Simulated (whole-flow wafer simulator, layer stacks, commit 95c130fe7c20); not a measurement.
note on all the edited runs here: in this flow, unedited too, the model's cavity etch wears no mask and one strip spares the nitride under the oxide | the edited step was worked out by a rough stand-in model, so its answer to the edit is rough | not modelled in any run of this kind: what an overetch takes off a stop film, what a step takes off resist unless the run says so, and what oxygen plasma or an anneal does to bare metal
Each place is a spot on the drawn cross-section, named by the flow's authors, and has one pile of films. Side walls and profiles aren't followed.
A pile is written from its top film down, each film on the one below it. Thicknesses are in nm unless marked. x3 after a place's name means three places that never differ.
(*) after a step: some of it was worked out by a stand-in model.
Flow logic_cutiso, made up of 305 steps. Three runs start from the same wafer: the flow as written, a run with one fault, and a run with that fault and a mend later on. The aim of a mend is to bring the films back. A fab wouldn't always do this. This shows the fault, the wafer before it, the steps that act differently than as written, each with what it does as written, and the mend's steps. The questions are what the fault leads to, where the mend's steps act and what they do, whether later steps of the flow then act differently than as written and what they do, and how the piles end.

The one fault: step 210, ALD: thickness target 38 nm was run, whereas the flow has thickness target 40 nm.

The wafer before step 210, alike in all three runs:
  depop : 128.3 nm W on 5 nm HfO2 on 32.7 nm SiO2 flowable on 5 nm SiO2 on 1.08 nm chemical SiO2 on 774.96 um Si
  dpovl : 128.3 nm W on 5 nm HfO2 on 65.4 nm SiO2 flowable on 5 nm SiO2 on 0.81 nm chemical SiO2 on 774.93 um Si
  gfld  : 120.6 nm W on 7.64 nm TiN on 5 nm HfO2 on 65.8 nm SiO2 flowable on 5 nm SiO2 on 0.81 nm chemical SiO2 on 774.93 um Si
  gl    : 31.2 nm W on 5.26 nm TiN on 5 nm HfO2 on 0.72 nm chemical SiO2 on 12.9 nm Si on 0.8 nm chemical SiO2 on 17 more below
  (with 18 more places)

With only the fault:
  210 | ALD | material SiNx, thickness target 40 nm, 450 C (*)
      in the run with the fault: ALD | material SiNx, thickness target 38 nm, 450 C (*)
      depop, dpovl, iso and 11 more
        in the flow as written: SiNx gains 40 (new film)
        in the run with the fault: SiNx gains 38 (new film)
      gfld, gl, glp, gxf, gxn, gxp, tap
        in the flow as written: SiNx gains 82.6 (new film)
        in the run with the fault: SiNx gains 80.6 (new film)
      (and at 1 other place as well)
  Steps further on in the flow that do not act as written (not shown: 13 more steps that differ only slightly, by at most 2% or 0.5 nm, whichever is larger):
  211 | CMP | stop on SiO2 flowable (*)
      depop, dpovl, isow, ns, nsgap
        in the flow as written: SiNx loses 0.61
        in the run with the fault: nothing
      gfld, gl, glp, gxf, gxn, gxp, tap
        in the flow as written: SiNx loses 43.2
        in the run with the fault: SiNx loses 41.2
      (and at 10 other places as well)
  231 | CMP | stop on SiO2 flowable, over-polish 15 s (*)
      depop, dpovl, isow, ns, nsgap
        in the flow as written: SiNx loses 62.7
        in the run with the fault: SiNx loses 61.3
  The piles end only slightly different from the flow's at the places that both follow, by no more than 2% or 0.5 nm, whichever is larger.

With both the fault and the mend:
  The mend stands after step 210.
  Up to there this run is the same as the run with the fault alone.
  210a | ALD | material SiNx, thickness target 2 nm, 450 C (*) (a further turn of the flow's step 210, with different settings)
      depop, dpovl, gfld and 19 more
        SiNx gains 2
  Later steps of the flow that are run all act as written at every place that is followed, up to a difference of at most 2% or 0.5 nm, whichever is larger.
  By the end, the piles equal the flow's at every place that both follow.
